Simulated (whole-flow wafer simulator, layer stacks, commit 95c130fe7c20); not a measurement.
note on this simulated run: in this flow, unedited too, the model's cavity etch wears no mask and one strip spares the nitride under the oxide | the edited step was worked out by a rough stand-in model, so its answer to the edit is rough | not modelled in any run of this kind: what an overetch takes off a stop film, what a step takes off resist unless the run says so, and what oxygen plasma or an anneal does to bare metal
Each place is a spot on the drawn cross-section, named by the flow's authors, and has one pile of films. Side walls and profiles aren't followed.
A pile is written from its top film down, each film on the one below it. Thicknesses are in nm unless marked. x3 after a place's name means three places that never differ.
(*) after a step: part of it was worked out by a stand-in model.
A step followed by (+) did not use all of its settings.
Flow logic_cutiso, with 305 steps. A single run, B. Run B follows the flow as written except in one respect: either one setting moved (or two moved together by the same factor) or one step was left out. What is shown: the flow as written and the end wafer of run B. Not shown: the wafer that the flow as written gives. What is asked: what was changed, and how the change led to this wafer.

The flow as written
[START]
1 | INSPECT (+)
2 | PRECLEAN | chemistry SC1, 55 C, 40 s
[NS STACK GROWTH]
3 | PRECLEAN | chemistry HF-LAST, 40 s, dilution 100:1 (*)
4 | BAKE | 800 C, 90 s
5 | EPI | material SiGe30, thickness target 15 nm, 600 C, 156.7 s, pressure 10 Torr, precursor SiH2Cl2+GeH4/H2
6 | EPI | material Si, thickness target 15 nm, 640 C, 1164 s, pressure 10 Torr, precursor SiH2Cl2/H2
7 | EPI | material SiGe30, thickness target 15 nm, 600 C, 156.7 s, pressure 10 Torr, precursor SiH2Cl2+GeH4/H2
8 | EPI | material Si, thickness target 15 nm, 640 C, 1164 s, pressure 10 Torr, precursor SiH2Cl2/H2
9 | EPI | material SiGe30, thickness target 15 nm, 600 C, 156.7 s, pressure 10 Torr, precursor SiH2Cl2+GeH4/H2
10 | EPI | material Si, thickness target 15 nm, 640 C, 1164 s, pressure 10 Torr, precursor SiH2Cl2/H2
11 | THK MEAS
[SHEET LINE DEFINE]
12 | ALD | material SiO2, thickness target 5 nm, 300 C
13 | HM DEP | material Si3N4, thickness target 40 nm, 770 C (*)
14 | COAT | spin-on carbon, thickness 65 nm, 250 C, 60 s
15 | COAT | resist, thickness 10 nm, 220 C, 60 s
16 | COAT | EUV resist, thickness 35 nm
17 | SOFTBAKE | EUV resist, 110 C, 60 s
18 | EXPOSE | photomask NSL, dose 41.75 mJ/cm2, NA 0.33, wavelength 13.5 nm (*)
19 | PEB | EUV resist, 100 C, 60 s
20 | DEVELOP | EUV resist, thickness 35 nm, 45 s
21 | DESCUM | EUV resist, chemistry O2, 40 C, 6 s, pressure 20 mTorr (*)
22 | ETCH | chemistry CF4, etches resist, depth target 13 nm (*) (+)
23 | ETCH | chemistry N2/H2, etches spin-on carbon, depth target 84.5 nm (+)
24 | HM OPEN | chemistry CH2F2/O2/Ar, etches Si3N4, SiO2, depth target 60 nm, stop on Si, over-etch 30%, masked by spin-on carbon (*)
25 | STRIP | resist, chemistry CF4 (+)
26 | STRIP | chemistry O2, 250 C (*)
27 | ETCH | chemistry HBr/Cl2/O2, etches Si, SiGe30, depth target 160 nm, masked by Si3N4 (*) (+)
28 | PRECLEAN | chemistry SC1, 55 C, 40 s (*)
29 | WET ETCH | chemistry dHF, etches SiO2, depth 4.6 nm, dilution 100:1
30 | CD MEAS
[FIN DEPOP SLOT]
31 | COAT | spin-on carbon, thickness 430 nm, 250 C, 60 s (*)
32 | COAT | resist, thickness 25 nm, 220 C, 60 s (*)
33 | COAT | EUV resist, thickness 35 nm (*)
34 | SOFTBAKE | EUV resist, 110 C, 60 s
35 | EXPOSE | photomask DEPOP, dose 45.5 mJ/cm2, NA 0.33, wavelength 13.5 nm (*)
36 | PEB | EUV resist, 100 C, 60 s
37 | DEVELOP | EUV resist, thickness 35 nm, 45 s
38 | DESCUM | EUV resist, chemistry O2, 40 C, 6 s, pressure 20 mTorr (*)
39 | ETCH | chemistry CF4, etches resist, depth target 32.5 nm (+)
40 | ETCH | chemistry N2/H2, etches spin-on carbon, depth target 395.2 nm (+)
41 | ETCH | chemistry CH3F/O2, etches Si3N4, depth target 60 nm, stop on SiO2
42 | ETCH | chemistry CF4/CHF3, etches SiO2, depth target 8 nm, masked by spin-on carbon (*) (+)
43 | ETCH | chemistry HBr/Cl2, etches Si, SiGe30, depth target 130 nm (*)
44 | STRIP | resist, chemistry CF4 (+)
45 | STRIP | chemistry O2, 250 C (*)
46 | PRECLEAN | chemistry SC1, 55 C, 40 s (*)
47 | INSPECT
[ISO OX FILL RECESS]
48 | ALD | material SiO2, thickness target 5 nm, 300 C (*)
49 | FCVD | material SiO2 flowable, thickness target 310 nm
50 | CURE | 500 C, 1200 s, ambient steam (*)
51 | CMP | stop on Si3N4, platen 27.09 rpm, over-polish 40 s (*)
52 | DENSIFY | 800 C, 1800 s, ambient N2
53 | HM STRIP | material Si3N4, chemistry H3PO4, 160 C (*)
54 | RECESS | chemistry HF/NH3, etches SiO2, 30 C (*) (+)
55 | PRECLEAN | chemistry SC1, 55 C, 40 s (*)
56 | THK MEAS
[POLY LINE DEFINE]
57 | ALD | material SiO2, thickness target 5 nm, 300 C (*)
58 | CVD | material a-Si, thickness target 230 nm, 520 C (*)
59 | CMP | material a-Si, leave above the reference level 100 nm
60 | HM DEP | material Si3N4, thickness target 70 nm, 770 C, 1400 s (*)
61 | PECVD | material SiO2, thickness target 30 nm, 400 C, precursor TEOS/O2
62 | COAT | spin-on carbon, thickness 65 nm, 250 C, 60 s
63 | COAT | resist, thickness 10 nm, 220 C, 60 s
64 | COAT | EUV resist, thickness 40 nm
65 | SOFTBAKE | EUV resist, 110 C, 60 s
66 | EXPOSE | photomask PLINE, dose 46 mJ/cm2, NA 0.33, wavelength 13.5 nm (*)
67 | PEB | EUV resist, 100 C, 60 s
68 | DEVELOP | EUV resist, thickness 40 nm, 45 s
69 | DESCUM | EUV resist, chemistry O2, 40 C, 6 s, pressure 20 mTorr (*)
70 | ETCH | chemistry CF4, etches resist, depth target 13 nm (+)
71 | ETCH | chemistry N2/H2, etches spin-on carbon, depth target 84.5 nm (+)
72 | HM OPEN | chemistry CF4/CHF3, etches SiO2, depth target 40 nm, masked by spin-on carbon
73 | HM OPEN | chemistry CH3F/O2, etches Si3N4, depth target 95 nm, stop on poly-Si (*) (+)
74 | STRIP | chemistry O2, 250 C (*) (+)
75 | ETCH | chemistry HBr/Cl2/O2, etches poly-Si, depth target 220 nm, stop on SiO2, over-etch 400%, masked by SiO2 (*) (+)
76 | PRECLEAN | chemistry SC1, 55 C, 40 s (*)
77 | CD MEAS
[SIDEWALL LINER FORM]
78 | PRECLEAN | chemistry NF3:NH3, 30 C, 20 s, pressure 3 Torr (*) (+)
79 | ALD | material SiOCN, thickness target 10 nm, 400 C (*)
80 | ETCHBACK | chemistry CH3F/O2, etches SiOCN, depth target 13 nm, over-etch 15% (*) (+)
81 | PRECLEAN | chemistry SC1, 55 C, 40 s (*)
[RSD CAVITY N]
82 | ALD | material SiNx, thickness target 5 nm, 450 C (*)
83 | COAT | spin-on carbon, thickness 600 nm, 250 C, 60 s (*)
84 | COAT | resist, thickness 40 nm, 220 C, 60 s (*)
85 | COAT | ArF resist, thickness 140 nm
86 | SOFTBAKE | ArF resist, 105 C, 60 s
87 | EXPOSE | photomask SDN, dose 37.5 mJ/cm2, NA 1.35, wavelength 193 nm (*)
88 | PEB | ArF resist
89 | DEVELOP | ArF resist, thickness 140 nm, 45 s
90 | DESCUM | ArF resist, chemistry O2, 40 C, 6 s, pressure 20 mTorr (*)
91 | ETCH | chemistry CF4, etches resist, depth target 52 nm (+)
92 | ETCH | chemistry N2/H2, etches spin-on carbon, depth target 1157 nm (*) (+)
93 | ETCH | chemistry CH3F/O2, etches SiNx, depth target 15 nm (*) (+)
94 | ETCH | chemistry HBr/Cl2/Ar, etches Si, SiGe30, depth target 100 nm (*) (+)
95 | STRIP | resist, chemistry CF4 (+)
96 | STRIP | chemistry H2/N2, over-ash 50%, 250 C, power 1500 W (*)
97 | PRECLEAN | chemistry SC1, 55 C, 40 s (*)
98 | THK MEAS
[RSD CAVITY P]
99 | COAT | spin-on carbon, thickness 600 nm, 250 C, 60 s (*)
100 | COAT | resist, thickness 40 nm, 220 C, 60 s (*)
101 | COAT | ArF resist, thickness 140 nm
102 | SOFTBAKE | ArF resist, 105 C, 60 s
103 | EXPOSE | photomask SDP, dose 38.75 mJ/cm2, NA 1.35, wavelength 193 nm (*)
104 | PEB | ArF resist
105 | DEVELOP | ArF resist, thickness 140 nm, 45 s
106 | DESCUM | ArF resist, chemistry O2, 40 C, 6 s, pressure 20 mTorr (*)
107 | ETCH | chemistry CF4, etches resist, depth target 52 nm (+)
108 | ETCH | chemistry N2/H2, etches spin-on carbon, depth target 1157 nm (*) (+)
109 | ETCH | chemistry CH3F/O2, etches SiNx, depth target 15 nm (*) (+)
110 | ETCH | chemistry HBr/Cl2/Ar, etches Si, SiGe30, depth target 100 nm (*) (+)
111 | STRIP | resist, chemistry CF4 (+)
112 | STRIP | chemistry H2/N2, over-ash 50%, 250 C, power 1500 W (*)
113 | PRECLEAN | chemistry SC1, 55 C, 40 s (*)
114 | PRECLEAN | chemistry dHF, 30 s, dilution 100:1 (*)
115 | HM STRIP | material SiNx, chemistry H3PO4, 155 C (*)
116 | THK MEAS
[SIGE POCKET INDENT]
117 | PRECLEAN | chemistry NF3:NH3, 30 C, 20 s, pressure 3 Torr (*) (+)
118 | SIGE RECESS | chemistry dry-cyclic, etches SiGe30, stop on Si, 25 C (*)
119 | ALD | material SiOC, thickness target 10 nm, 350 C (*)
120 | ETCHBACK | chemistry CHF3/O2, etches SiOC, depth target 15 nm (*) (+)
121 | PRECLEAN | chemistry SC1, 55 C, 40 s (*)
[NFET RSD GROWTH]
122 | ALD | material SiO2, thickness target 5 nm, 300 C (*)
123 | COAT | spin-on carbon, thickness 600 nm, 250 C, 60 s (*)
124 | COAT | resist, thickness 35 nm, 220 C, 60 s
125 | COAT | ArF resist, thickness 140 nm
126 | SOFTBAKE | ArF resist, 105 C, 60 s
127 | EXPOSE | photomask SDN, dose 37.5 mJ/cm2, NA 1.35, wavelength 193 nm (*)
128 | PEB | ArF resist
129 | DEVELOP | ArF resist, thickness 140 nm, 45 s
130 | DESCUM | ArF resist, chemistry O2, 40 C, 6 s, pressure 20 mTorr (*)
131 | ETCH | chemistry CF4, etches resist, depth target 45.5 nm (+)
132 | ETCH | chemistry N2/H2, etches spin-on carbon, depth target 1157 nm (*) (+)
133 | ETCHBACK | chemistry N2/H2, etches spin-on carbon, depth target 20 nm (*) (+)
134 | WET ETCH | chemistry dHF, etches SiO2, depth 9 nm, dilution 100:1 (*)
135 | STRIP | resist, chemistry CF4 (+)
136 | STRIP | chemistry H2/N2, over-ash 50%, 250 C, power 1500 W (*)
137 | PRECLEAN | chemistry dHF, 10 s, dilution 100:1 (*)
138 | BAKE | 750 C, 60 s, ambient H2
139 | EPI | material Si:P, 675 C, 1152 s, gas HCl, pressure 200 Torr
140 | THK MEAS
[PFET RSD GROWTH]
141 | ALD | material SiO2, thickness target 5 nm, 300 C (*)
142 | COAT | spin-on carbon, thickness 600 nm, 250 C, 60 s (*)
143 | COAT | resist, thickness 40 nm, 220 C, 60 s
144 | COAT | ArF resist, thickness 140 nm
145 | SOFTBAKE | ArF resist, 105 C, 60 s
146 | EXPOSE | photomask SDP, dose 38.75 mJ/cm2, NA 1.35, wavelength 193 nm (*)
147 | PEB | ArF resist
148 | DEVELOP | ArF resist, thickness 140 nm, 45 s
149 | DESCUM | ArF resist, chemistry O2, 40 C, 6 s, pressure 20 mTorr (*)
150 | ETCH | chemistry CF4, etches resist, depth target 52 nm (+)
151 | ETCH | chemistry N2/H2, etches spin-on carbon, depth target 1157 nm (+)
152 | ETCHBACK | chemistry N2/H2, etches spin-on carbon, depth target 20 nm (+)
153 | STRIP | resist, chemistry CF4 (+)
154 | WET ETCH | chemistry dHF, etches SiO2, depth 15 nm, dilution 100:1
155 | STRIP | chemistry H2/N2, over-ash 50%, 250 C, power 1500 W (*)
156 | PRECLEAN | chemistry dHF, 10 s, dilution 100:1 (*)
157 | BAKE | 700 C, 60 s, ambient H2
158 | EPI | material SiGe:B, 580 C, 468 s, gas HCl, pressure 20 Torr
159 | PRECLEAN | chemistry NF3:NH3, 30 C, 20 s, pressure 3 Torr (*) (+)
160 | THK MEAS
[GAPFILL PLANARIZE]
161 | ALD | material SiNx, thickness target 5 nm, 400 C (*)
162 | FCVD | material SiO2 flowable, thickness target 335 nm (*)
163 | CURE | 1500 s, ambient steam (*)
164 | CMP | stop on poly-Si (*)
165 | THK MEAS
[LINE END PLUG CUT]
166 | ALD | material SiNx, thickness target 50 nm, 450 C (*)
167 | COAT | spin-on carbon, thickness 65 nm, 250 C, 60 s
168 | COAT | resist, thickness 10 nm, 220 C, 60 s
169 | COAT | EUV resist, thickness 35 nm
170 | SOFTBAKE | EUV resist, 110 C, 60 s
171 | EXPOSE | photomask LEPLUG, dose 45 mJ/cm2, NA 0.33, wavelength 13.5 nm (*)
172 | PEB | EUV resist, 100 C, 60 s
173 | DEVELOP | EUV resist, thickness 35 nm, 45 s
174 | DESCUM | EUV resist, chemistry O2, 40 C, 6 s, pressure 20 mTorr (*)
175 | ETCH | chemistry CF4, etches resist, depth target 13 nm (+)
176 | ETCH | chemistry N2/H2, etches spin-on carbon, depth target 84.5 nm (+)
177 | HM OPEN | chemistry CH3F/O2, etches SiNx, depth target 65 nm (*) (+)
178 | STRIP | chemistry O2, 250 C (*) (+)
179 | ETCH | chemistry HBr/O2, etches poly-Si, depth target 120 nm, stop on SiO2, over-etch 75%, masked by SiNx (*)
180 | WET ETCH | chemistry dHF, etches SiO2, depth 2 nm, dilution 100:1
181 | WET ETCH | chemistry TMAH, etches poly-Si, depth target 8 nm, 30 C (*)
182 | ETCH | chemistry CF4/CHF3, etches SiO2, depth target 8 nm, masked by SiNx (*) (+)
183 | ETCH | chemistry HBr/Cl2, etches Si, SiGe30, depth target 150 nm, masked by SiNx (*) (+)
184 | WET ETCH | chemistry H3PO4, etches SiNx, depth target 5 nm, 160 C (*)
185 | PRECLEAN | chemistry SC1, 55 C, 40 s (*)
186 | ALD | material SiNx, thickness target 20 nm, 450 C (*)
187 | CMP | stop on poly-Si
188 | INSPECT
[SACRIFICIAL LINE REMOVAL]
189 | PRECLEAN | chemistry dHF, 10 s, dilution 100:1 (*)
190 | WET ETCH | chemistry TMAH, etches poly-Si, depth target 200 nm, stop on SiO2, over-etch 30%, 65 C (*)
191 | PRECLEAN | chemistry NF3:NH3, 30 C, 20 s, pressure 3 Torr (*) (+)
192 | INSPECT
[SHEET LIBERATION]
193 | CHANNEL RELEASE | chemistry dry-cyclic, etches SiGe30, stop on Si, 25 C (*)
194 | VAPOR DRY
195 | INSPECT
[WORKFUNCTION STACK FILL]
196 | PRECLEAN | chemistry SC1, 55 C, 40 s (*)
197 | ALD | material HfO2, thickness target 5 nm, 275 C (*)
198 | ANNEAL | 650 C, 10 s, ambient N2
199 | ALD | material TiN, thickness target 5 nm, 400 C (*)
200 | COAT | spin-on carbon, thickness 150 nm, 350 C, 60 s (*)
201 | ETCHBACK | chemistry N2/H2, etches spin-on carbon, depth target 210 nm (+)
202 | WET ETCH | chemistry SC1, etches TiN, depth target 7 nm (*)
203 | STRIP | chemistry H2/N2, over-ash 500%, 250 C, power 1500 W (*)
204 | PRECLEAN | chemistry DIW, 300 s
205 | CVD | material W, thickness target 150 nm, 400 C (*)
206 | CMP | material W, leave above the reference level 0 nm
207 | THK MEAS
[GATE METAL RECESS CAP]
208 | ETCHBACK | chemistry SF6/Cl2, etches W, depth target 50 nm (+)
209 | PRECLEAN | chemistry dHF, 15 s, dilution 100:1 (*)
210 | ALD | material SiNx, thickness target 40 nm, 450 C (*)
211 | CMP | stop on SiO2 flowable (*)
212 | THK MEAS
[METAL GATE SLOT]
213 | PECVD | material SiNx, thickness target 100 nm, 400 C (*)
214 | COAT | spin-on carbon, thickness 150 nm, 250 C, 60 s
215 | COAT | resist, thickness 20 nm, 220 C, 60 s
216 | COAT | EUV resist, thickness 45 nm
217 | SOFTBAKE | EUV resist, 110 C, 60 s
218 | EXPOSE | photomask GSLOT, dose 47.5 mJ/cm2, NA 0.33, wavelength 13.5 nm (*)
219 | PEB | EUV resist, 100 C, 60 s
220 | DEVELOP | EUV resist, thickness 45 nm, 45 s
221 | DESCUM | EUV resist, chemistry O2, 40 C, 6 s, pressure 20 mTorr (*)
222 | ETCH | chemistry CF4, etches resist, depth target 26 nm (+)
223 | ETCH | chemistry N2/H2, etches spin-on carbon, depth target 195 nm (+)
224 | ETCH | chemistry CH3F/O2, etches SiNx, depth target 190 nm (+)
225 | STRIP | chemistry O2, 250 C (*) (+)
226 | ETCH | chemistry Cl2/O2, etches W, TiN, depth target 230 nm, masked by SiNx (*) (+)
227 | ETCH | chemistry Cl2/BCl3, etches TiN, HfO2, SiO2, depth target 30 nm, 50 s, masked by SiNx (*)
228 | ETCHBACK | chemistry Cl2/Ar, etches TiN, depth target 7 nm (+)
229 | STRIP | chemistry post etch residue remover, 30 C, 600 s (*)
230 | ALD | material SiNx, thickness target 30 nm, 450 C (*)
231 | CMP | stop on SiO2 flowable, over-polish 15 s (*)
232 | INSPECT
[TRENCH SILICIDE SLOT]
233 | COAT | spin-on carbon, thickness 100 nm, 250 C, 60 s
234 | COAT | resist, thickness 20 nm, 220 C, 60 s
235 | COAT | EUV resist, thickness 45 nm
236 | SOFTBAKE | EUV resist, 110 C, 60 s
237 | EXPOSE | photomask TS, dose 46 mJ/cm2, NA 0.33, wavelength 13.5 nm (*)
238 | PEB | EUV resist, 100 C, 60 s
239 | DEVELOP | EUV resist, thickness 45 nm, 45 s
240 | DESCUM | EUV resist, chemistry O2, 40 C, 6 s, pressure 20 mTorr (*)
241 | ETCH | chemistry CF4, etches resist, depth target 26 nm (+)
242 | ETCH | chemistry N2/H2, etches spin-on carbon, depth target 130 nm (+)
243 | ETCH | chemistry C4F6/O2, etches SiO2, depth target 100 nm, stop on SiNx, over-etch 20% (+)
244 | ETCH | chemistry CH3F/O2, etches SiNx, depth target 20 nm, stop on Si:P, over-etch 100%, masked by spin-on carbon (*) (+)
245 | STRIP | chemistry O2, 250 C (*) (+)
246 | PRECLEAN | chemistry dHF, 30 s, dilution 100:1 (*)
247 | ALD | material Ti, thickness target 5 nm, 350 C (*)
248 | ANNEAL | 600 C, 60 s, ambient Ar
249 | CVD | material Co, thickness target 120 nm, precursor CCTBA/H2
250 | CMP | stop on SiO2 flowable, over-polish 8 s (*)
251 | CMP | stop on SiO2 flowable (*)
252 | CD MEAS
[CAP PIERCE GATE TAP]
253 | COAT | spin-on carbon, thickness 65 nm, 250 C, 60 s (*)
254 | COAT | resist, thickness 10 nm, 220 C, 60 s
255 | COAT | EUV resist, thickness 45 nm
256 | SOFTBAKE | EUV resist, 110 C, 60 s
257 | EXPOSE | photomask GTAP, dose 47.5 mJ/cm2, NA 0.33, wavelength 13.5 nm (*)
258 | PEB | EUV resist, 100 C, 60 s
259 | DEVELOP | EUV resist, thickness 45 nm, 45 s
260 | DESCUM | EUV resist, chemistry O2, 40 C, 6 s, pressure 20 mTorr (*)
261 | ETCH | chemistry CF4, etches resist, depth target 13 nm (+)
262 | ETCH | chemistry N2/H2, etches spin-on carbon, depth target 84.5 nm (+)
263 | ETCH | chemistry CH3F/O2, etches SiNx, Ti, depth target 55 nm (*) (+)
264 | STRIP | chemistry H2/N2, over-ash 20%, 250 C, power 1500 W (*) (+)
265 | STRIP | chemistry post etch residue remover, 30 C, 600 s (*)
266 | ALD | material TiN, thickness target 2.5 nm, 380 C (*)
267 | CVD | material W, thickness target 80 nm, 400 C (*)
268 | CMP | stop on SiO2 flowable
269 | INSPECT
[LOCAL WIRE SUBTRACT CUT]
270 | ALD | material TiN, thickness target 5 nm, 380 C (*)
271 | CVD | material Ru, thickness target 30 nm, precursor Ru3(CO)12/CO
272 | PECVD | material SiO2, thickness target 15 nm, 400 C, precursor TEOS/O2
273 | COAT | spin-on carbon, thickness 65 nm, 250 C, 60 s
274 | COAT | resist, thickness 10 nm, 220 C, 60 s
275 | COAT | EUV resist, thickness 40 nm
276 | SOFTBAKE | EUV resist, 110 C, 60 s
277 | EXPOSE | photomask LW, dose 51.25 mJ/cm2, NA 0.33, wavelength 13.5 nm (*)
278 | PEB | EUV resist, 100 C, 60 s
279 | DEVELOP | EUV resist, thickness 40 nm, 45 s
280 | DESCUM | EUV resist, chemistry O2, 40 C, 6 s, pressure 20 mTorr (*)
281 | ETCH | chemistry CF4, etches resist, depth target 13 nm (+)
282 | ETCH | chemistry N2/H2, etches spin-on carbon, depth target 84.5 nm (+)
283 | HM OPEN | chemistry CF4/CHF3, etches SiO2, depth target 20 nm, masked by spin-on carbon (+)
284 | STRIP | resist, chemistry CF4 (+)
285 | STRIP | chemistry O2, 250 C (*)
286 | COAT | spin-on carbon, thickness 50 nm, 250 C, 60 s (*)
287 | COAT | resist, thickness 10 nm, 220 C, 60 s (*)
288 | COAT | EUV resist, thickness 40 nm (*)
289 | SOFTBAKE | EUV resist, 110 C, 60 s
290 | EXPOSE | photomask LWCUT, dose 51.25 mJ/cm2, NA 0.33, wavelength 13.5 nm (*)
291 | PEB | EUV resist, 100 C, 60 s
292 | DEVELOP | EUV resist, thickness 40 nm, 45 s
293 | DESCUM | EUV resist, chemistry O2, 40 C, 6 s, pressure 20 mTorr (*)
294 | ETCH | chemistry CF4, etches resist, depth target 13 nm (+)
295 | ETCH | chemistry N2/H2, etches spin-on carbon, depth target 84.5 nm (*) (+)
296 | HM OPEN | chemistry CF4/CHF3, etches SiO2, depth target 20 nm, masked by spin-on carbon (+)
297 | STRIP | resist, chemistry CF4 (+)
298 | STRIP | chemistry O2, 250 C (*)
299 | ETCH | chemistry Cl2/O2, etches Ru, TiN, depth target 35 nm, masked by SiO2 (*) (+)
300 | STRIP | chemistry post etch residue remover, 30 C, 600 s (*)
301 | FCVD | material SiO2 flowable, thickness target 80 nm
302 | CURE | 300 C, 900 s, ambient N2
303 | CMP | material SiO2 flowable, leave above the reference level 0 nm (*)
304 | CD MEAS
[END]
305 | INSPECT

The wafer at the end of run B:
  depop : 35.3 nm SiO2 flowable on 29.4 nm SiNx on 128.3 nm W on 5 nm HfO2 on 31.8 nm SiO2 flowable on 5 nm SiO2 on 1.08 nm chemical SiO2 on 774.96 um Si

What caused this: step 42, ETCH: depth target 5.2 nm was run, while the flow as written has depth target 8 nm.

The path from the change to this, step by step:
  42 | ETCH | chemistry CF4/CHF3, etches SiO2, depth target 8 nm, masked by spin-on carbon (*) (+)
      gl: resist loses 5.2 (in the flow as written it would be: resist loses 6.54 (all of it), spin-on carbon loses 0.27)
      glp: resist loses 5.2 (in the flow as written it would be: resist loses 5.75 (all of it), spin-on carbon loses 0.52)
      (also at 20 further places)
  43 | ETCH | chemistry HBr/Cl2, etches Si, SiGe30, depth target 130 nm (*)
      glp, tap: resist loses 0.55 (all of it), spin-on carbon loses 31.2 (in the flow as written it would be: spin-on carbon loses 32)
      gl: resist loses 1.34 (all of it), spin-on carbon loses 30.1 (in the flow as written it would be: spin-on carbon loses 32)
      (also at 15 further places)
